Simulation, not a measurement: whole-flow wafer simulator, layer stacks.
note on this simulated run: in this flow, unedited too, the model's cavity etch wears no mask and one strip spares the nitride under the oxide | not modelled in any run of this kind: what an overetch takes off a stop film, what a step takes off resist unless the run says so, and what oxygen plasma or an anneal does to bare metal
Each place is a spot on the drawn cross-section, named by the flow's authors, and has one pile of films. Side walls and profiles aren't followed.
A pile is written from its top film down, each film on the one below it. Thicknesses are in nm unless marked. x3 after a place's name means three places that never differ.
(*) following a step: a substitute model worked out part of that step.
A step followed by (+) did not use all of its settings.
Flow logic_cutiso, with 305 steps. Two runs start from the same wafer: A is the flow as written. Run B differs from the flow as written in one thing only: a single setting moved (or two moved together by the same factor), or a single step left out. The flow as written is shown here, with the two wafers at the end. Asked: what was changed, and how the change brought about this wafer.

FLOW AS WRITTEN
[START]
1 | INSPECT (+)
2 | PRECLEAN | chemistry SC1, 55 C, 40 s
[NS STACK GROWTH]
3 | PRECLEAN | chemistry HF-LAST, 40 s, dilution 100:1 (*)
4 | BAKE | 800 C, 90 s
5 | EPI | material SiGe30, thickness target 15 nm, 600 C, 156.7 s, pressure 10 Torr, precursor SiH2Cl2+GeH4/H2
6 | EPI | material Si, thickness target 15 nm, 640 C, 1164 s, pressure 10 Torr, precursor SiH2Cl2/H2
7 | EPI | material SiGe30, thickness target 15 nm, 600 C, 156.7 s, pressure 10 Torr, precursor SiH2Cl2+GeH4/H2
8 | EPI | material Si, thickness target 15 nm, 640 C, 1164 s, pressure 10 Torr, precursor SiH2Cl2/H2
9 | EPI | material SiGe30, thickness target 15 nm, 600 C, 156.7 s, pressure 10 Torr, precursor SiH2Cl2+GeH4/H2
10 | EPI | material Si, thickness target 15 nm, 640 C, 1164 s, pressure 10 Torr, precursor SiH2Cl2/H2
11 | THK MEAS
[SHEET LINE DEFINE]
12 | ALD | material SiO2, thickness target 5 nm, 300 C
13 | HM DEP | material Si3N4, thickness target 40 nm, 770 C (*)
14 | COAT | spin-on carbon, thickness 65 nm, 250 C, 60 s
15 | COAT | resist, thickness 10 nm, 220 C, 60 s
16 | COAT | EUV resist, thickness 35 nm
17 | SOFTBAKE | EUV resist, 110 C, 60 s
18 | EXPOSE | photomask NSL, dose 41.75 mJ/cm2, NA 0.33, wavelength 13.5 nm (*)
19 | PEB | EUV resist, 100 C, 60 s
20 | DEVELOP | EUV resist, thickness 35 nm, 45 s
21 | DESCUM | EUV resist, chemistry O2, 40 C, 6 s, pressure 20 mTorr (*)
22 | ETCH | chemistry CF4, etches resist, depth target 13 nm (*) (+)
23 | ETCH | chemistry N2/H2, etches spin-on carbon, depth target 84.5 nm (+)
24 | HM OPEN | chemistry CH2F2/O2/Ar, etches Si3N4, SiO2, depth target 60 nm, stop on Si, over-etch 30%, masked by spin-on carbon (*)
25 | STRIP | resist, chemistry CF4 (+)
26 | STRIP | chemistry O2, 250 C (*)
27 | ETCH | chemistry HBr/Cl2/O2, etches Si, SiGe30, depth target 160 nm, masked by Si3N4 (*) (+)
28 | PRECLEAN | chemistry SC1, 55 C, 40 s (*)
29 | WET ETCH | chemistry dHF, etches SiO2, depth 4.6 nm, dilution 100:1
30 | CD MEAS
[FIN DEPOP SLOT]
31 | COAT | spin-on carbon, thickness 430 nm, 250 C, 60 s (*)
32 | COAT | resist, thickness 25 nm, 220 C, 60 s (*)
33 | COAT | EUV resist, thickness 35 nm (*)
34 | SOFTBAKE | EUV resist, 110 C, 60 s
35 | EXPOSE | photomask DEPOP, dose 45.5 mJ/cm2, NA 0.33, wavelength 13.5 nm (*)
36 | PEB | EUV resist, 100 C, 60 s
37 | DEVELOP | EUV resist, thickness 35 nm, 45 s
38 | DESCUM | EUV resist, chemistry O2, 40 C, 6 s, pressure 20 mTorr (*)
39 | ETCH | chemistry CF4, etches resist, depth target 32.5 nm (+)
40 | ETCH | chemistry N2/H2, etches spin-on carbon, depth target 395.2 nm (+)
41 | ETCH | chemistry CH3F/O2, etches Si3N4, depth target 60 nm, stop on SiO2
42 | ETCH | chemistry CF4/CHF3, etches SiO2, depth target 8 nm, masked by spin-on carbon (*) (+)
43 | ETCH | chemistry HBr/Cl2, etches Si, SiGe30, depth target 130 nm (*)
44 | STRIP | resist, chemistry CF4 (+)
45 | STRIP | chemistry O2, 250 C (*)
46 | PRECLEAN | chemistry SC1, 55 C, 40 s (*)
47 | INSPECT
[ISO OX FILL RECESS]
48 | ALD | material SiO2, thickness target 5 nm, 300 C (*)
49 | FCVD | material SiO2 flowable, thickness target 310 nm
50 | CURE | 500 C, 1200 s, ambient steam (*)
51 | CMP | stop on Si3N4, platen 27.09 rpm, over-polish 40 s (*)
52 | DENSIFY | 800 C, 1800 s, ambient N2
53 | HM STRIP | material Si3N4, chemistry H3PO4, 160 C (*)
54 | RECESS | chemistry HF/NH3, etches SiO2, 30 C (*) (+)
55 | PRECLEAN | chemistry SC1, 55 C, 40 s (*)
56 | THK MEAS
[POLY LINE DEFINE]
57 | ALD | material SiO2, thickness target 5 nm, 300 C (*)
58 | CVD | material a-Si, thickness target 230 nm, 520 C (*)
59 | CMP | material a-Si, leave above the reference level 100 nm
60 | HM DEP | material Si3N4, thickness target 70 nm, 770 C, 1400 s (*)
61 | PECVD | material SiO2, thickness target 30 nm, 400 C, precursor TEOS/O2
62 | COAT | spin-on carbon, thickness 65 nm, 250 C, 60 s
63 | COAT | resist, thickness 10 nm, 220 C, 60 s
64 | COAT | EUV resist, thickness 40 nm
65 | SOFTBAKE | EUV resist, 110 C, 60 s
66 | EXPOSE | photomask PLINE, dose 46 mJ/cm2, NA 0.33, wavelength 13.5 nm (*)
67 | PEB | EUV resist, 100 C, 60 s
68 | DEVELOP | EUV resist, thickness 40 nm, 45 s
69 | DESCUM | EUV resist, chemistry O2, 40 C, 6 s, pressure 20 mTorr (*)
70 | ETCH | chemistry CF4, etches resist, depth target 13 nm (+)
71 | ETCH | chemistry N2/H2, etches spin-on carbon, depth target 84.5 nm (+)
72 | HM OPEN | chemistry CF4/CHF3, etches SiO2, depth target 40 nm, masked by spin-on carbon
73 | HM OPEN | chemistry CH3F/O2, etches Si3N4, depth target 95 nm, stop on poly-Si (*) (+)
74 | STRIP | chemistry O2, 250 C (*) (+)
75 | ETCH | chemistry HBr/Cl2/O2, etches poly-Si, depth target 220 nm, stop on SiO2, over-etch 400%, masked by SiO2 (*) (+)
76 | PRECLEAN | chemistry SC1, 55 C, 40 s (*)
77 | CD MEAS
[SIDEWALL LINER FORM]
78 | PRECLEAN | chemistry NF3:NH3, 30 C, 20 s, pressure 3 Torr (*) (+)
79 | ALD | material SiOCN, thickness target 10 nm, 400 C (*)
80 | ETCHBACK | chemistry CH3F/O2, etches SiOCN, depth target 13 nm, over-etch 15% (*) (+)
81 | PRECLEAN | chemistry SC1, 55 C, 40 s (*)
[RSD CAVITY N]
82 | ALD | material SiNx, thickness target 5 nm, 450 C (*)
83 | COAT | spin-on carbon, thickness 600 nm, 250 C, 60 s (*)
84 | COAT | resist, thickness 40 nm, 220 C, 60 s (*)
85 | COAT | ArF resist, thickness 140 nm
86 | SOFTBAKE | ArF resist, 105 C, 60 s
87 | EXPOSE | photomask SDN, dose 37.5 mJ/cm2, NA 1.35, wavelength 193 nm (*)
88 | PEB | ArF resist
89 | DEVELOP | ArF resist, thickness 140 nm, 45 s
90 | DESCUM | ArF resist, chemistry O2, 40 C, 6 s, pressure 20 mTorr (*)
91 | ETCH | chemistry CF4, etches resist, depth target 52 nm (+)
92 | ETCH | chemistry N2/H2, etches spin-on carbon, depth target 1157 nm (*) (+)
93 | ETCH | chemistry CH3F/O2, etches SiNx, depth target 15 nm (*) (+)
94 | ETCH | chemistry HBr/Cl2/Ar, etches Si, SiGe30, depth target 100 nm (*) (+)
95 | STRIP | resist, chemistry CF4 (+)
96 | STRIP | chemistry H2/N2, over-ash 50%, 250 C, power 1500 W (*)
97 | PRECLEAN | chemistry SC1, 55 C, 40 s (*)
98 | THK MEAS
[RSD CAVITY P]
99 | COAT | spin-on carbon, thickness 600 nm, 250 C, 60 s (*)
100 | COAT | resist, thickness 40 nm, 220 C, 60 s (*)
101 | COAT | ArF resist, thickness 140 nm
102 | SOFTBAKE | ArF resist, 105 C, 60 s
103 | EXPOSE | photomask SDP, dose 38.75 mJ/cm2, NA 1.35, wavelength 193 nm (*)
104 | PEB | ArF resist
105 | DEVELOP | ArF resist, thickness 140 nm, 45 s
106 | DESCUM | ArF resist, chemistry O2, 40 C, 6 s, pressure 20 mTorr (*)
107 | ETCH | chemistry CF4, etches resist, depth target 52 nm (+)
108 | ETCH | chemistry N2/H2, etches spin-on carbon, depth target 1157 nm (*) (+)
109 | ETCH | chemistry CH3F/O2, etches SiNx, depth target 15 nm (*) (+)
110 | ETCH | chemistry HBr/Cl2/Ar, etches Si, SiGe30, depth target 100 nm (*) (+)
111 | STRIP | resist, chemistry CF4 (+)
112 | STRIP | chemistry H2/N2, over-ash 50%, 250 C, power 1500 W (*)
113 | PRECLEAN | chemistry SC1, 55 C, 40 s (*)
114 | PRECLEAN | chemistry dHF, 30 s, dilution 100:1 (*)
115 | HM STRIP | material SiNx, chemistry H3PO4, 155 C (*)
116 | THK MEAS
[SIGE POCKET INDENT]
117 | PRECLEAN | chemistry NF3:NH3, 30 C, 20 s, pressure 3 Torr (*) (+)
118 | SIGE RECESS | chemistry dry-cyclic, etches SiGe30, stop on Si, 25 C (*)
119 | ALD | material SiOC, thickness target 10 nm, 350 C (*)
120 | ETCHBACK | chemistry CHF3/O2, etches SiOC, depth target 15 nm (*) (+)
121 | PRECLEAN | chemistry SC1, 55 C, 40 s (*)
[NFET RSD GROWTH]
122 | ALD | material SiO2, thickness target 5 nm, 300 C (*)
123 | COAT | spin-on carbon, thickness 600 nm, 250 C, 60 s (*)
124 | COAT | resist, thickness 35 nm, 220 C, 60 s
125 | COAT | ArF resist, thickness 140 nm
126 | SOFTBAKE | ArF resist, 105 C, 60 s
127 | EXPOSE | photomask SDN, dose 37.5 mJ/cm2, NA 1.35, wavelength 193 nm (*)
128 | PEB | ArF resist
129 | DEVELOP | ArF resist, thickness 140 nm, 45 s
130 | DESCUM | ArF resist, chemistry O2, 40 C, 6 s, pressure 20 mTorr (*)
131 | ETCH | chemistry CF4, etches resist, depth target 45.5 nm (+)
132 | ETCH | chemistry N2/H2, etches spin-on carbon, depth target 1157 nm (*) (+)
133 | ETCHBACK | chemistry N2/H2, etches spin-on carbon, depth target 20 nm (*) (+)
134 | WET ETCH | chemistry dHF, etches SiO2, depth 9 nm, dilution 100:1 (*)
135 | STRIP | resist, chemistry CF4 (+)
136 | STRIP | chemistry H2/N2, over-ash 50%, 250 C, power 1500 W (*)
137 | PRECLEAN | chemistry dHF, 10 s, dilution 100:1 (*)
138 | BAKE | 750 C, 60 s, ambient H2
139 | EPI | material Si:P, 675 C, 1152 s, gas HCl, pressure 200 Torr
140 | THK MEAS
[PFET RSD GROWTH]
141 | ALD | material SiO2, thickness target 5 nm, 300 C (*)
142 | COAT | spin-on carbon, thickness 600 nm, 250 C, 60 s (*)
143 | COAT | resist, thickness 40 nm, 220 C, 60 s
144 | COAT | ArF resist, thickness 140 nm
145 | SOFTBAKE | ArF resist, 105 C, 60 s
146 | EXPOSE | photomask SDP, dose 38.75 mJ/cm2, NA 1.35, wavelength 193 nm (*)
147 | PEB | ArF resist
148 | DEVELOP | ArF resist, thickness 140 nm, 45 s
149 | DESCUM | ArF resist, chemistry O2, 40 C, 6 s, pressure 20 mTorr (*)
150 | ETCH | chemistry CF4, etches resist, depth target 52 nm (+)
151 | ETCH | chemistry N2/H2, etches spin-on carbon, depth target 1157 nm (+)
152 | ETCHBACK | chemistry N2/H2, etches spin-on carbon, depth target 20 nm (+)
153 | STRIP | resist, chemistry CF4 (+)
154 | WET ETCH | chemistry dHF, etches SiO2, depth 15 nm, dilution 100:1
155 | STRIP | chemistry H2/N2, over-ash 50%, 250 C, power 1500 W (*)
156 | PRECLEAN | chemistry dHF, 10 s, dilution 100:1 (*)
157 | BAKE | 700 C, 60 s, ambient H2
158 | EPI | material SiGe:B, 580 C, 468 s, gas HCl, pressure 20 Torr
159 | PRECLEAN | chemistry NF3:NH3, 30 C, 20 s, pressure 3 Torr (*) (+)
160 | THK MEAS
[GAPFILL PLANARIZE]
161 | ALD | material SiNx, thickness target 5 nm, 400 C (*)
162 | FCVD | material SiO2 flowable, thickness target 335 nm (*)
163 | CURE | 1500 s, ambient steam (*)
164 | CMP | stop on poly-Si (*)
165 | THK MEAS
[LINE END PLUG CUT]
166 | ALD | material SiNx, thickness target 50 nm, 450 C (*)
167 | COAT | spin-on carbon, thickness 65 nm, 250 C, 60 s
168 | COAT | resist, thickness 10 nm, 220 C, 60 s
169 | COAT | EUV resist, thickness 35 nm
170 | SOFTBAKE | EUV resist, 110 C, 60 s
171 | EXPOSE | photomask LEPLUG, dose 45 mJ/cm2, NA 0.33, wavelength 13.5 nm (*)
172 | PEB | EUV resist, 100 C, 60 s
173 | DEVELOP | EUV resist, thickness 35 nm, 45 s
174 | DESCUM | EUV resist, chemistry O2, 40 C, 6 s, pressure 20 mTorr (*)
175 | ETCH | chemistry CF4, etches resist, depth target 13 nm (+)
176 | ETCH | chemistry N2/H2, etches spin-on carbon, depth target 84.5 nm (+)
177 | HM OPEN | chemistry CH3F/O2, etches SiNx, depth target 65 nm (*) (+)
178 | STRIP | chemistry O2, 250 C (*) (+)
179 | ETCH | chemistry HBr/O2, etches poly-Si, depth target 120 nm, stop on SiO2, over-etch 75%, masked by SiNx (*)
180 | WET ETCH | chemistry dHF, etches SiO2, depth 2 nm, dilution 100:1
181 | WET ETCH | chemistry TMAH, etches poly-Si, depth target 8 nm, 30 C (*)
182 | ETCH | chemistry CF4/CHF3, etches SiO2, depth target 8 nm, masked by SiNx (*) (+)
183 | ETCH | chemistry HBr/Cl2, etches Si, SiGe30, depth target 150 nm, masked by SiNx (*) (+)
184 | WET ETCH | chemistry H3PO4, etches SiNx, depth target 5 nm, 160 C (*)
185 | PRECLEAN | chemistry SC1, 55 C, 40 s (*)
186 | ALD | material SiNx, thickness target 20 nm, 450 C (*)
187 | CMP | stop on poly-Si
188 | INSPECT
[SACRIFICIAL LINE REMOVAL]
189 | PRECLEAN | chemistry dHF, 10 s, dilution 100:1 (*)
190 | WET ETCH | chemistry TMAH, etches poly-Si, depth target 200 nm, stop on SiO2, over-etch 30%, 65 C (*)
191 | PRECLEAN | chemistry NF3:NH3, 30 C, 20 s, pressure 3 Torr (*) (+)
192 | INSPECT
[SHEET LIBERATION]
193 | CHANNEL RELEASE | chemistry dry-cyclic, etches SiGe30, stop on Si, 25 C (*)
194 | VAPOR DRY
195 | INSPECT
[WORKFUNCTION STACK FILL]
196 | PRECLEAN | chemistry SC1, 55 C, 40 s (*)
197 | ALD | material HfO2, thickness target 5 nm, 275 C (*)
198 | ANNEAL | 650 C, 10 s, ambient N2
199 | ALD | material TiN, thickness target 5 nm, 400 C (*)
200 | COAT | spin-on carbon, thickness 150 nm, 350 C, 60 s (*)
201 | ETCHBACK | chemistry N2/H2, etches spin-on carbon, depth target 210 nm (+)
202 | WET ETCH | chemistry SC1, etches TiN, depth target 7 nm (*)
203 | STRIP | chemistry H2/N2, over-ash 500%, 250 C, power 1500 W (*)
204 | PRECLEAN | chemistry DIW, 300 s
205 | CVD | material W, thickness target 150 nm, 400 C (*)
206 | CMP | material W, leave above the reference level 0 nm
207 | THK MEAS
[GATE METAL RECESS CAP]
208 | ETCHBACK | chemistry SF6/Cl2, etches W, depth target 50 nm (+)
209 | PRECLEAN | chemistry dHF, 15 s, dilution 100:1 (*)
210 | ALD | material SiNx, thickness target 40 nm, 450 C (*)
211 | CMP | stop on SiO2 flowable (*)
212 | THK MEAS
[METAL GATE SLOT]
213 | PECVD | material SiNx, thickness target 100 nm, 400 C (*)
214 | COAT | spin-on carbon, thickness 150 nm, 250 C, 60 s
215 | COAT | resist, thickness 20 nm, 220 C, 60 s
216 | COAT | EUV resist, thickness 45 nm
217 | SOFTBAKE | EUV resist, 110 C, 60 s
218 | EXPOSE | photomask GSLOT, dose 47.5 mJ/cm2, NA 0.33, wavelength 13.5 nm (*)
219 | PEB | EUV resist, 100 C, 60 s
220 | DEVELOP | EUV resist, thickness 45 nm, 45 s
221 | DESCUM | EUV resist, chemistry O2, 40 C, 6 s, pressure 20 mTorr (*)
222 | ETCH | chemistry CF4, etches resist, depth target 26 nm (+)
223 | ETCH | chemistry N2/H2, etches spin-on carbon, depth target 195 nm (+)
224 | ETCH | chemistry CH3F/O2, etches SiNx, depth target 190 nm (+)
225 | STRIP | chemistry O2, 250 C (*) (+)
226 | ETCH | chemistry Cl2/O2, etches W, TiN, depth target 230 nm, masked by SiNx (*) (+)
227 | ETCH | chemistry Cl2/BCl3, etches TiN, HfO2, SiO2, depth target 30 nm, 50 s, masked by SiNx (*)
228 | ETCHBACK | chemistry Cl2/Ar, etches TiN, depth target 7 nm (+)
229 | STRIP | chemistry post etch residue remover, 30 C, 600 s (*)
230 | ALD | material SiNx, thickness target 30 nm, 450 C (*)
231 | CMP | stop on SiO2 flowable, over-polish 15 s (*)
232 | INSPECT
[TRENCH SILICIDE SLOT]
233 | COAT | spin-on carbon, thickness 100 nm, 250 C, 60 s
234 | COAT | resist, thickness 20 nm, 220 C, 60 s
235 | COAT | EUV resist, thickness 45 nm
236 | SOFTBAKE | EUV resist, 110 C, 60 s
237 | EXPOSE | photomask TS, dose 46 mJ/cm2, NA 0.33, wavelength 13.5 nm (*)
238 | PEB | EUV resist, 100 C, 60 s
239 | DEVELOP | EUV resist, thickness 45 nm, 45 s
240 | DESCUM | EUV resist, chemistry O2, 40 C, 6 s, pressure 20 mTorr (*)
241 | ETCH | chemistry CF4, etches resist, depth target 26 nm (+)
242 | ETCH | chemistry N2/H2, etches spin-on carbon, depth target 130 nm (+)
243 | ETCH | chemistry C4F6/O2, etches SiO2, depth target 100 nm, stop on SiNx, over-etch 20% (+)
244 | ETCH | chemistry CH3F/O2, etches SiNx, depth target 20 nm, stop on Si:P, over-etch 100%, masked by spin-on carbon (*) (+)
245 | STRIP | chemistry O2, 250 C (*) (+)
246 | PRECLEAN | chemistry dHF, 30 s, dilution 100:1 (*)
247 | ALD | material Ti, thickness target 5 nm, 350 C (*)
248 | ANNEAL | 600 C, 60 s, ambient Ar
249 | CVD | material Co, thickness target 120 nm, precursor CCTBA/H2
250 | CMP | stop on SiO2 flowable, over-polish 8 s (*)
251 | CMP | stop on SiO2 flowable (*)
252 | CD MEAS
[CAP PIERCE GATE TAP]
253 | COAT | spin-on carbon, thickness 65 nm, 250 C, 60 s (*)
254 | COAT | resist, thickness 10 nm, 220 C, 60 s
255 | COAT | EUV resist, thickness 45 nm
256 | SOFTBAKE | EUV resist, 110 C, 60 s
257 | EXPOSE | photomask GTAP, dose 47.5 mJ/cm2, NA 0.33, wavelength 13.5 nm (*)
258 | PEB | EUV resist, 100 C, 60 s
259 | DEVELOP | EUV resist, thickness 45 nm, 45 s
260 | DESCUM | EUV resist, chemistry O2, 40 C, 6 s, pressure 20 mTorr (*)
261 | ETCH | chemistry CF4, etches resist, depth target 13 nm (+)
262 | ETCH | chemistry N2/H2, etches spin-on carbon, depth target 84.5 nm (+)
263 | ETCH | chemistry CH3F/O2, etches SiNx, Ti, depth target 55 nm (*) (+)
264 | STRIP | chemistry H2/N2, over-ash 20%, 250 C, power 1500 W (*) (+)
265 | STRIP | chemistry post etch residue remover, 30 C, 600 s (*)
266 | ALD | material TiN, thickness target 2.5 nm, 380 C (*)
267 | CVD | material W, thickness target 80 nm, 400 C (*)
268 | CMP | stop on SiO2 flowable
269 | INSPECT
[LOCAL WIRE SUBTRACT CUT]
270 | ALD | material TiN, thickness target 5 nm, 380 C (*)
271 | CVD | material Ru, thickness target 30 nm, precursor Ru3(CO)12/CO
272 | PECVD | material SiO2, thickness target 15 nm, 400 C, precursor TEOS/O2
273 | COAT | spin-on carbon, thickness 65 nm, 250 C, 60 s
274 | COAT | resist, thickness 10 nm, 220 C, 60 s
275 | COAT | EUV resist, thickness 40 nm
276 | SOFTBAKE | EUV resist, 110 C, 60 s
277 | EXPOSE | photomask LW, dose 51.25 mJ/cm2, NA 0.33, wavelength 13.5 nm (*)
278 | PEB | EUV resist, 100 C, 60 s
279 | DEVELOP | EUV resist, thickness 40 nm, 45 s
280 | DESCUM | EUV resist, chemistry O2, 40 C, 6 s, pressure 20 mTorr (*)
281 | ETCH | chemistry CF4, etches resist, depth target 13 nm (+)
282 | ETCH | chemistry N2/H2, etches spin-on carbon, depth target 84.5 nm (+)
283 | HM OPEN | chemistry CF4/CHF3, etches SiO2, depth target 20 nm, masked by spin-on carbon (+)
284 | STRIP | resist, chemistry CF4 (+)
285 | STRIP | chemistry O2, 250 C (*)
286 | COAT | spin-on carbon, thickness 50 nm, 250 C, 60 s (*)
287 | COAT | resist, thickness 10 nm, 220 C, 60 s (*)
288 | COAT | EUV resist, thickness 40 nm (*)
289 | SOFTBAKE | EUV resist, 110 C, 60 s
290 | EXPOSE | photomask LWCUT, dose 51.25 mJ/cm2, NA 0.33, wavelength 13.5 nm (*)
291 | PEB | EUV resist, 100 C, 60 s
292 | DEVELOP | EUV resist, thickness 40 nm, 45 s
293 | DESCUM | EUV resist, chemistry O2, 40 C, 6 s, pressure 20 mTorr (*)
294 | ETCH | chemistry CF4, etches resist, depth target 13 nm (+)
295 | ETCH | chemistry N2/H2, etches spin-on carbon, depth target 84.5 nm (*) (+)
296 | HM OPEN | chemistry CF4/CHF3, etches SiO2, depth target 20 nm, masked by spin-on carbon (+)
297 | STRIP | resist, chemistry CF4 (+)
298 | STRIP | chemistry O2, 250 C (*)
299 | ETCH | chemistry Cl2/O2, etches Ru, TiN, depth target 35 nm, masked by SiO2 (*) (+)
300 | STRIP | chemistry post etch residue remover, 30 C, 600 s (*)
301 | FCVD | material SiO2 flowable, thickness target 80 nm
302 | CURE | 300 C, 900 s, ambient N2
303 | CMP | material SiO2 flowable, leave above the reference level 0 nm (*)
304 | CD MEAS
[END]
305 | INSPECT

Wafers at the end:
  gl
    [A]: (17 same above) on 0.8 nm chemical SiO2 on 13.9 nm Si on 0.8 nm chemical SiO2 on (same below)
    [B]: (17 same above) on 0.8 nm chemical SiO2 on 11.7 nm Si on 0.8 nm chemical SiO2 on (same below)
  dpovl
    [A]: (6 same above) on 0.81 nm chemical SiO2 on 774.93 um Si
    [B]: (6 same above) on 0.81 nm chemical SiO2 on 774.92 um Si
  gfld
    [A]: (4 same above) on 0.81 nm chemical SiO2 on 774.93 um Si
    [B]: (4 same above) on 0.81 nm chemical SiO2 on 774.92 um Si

The reason: step 6, EPI: thickness target 12.8 nm was run, though the flow has thickness target 15 nm; step 6, EPI: 989.7 s was run, where the flow has 1164 s.

Step by step, how the change led to this:
  6 | EPI | material Si, thickness target 15 nm, 640 C, 1164 s, pressure 10 Torr, precursor SiH2Cl2/H2
      depop, dpovl, gfld and 19 more: A Si gains 15 (new film) | B Si gains 12.8 (new film)
  27 | ETCH | chemistry HBr/Cl2/O2, etches Si, SiGe30, depth target 160 nm, masked by Si3N4 (*) (+)
      gfld, gxf, iso, lnri: A chemical SiO2 loses 0.79 (all of it), Si loses 11.4 (all of it), SiGe30 loses 15 (all of it), Si loses 15 (all of it), SiGe30 loses 15 (all of it), Si loses 15 (all of it), SiGe30 loses 15 (all of it), Si loses 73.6 | B chemical SiO2 loses 0.79 (all of it), Si loses 11.4 (all of it), SiGe30 loses 15 (all of it), Si loses 15 (all of it), SiGe30 loses 15 (all of it), Si loses 12.8 (all of it), SiGe30 loses 15 (all of it), Si loses 75.9
      dpovl, nsgap: A chemical SiO2 loses 0.79 (all of it), Si loses 11.8 (all of it), SiGe30 loses 15 (all of it), Si loses 15 (all of it), SiGe30 loses 15 (all of it), Si loses 15 (all of it), SiGe30 loses 15 (all of it), Si loses 73.2 | B chemical SiO2 loses 0.79 (all of it), Si loses 11.8 (all of it), SiGe30 loses 15 (all of it), Si loses 15 (all of it), SiGe30 loses 15 (all of it), Si loses 12.8 (all of it), SiGe30 loses 15 (all of it), Si loses 75.5
      (also at 1 further place)
  43 | ETCH | chemistry HBr/Cl2, etches Si, SiGe30, depth target 130 nm (*)
      depop: A Si loses 14 (all of it), SiGe30 loses 15 (all of it), Si loses 15 (all of it), SiGe30 loses 15 (all of it), Si loses 15 (all of it), SiGe30 loses 15 (all of it), Si loses 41 | B Si loses 14 (all of it), SiGe30 loses 15 (all of it), Si loses 15 (all of it), SiGe30 loses 15 (all of it), Si loses 12.8 (all of it), SiGe30 loses 15 (all of it), Si loses 43.2
  94 | ETCH | chemistry HBr/Cl2/Ar, etches Si, SiGe30, depth target 100 nm (*) (+)
      rsdn, rsdx: A chemical SiO2 loses 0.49 (all of it), Si loses 12.8 (all of it), SiGe30 loses 15 (all of it), Si loses 15 (all of it), SiGe30 loses 15 (all of it), Si loses 15 (all of it), SiGe30 loses 15 (all of it), Si loses 12.2 | B chemical SiO2 loses 0.49 (all of it), Si loses 12.8 (all of it), SiGe30 loses 15 (all of it), Si loses 15 (all of it), SiGe30 loses 15 (all of it), Si loses 12.8 (all of it), SiGe30 loses 15 (all of it), Si loses 14.4
  110 | ETCH | chemistry HBr/Cl2/Ar, etches Si, SiGe30, depth target 100 nm (*) (+)
      rsdp, rsdw: A chemical SiO2 loses 0.49 (all of it), Si loses 12.8 (all of it), SiGe30 loses 15 (all of it), Si loses 15 (all of it), SiGe30 loses 15 (all of it), Si loses 15 (all of it), SiGe30 loses 15 (all of it), Si loses 12.2 | B chemical SiO2 loses 0.49 (all of it), Si loses 12.8 (all of it), SiGe30 loses 15 (all of it), Si loses 15 (all of it), SiGe30 loses 15 (all of it), Si loses 12.8 (all of it), SiGe30 loses 15 (all of it), Si loses 14.4
  183 | ETCH | chemistry HBr/Cl2, etches Si, SiGe30, depth target 150 nm, masked by SiNx (*) (+)
      plug: A Si loses 13.6 (all of it), SiGe30 loses 15 (all of it), Si loses 15 (all of it), SiGe30 loses 15 (all of it), Si loses 15 (all of it), SiGe30 loses 15 (all of it), Si loses 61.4 | B Si loses 13.6 (all of it), SiGe30 loses 15 (all of it), Si loses 15 (all of it), SiGe30 loses 15 (all of it), Si loses 12.8 (all of it), SiGe30 loses 15 (all of it), Si loses 63.7
